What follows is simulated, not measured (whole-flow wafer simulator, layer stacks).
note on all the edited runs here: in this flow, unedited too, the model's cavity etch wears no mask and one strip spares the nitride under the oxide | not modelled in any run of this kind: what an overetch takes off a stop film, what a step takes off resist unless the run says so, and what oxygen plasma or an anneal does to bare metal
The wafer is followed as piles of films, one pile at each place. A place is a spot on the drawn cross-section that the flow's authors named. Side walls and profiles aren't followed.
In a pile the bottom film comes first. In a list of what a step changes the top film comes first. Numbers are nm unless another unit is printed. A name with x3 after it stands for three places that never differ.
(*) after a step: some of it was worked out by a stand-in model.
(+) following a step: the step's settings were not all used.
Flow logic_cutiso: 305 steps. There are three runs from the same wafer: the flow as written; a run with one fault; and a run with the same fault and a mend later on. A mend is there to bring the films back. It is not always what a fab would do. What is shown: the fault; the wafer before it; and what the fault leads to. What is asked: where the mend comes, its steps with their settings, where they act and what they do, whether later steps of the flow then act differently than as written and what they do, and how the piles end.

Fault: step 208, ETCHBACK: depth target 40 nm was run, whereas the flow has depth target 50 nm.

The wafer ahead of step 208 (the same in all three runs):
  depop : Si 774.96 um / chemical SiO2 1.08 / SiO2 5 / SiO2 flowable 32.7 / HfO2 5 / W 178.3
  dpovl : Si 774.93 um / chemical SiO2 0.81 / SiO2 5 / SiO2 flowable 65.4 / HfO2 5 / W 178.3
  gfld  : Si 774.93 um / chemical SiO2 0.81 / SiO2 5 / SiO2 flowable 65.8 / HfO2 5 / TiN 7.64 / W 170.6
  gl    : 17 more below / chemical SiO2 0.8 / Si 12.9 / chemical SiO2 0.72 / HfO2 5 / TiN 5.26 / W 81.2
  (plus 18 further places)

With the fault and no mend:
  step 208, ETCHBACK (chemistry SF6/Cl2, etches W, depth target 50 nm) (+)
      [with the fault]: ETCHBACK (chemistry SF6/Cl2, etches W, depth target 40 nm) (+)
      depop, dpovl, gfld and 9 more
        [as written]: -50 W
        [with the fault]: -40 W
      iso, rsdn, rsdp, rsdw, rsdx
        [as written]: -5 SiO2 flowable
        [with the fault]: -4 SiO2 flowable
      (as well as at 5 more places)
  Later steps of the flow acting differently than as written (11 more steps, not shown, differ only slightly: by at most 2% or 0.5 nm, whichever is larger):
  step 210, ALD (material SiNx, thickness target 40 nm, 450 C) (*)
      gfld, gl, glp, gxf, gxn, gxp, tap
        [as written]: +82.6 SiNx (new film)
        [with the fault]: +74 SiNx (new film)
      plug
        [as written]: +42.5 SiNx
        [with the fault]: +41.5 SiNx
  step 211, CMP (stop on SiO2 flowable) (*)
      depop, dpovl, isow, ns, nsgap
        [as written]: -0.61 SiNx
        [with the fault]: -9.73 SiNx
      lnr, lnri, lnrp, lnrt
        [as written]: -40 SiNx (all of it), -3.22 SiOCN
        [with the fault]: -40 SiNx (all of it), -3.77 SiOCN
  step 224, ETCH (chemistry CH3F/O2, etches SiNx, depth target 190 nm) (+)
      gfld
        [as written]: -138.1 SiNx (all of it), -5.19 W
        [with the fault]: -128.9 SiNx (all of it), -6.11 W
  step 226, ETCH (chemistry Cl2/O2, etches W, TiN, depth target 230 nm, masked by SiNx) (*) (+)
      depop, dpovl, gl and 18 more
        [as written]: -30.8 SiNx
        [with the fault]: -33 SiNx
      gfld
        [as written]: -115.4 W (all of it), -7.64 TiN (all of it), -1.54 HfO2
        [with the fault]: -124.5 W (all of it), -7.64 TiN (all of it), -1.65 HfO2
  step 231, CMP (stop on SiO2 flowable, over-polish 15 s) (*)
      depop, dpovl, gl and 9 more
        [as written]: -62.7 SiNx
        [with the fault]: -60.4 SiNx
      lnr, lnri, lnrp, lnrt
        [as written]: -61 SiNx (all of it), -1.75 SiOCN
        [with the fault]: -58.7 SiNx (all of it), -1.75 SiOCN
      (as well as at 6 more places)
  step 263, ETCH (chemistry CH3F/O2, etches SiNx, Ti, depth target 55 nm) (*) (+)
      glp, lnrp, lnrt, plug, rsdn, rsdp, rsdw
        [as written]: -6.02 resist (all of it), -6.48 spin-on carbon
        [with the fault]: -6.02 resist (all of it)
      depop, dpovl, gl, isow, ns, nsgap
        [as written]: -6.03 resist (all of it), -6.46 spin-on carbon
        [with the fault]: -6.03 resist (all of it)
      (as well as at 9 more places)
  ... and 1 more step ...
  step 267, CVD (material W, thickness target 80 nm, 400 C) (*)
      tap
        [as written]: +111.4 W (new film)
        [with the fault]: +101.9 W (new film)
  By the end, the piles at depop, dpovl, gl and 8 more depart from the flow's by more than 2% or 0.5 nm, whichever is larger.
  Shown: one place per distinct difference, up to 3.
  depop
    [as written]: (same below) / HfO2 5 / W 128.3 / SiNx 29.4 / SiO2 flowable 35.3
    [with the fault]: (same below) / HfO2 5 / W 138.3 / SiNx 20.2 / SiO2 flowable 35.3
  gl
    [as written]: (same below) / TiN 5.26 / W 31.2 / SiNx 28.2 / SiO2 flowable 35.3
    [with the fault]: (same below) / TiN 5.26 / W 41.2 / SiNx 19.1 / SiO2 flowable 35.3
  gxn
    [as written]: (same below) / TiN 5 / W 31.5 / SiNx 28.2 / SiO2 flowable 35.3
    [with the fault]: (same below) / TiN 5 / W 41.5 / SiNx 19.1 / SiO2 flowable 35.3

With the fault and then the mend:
  The mend follows step 208.
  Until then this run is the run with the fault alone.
  step 208a, ETCHBACK (chemistry SF6/Cl2, etches W, depth target 10 nm) (+) (the flow's step 208, run once more with other settings)
      depop, dpovl, gfld and 9 more
        -10 W
      iso, rsdn, rsdp, rsdw, rsdx
        -1 SiO2 flowable
      lnr, lnri, lnrp, lnrt
        -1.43 SiOCN
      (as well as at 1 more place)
  Every later step of the flow that is run acts as written at every place that is followed.
  By the end, the piles equal the flow's at every place that both follow.
